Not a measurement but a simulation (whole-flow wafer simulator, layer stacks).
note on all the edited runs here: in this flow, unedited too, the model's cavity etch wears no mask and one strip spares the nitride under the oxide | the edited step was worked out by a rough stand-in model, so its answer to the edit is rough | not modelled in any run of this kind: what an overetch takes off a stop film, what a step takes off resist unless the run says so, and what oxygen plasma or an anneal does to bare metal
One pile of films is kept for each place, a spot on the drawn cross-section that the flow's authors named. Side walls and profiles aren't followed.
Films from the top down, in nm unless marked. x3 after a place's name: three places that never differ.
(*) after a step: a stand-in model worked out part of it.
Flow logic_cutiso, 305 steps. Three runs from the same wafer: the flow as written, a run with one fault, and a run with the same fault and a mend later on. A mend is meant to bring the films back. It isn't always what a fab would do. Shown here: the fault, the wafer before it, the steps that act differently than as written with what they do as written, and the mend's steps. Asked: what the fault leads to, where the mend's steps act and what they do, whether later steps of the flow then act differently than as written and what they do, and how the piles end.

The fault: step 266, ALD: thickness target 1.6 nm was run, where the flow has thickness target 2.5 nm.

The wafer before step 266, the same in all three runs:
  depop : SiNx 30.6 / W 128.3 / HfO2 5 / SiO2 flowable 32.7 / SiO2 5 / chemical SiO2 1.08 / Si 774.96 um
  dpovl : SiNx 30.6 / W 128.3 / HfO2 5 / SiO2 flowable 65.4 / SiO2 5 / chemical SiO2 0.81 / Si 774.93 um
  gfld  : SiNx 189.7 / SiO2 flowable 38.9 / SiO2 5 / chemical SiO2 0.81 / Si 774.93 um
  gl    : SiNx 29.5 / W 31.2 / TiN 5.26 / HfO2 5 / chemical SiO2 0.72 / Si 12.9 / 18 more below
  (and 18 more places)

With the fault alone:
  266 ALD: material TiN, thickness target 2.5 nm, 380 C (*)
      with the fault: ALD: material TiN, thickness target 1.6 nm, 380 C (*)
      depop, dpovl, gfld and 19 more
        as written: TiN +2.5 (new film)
        with the fault: TiN +1.6 (new film)
  Later steps of the flow that act differently than as written:
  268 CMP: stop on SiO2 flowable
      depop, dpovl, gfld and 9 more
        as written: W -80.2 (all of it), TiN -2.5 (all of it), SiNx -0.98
        with the fault: W -80.2 (all of it), TiN -1.6 (all of it), SiNx -0.98
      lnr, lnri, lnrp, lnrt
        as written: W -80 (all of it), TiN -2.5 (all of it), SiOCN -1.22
        with the fault: W -80 (all of it), TiN -1.6 (all of it), SiOCN -1.22
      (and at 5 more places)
  At the end the piles differ from the flow's by more than 2% or 0.5 nm, whichever is larger, at tap.
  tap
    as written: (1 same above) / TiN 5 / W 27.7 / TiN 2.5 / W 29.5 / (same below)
    with the fault: (1 same above) / TiN 5 / W 28.6 / TiN 1.6 / W 29.5 / (same below)

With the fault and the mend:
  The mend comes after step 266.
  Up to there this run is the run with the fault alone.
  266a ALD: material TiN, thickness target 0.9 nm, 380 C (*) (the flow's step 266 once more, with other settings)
      depop, dpovl, gfld and 19 more
        TiN +0.9
  No later step of the flow acts differently than as written at any place that is followed.
  At the end the piles are the same as the flow's at every place that both follow.
